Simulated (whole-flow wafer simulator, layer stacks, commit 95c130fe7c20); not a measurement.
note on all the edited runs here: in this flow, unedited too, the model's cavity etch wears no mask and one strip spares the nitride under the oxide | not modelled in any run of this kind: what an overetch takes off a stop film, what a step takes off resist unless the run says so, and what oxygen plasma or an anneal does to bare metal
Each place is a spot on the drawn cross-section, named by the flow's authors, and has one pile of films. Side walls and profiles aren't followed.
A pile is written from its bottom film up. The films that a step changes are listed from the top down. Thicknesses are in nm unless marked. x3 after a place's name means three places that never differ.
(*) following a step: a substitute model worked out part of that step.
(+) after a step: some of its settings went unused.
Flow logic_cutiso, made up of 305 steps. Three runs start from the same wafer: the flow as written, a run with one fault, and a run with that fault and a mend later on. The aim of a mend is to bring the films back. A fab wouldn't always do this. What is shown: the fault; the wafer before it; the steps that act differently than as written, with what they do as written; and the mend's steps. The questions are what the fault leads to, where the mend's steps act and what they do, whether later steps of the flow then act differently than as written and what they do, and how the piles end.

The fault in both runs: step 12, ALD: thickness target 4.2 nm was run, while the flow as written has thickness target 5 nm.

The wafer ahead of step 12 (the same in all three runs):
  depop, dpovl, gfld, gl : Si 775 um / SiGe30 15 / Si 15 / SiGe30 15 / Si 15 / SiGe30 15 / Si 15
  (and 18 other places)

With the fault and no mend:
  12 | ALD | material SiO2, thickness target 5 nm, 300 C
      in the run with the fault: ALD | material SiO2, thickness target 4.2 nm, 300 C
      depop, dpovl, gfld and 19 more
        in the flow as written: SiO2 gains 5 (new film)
        in the run with the fault: SiO2 gains 4.2 (new film)
  Later steps of the flow acting differently than as written (10 more steps, not shown, differ only slightly: by at most 2% or 0.5 nm, whichever is larger):
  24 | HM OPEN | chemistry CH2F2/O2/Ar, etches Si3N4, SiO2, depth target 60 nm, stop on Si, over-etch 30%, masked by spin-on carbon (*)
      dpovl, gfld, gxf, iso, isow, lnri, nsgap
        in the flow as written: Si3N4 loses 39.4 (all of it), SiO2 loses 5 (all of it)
        in the run with the fault: Si3N4 loses 39.4 (all of it), SiO2 loses 4.2 (all of it)
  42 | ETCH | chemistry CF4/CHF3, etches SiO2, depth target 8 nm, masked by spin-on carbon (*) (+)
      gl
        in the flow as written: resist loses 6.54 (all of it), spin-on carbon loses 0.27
        in the run with the fault: resist loses 6.18
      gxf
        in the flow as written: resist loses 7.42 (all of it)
        in the run with the fault: resist loses 6.17
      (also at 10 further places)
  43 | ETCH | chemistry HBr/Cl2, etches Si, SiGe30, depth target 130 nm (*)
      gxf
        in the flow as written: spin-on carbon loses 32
        in the run with the fault: resist loses 1.24 (all of it), spin-on carbon loses 30.3
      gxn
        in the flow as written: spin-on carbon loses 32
        in the run with the fault: resist loses 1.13 (all of it), spin-on carbon loses 30.4
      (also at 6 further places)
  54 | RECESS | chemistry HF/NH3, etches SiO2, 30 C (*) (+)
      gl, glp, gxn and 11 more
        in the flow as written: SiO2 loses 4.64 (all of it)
        in the run with the fault: SiO2 loses 3.84 (all of it)
  The piles end only slightly different from the flow's at the places that both follow, by no more than 2% or 0.5 nm, whichever is larger.

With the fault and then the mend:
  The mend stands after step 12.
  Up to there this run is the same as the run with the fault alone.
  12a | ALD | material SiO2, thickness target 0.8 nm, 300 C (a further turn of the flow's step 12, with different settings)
      depop, dpovl, gfld and 19 more
        SiO2 gains 0.8
  None of the later steps of the flow acts differently than as written at any place that is followed.
  By the end, the piles equal the flow's at every place that both follow.
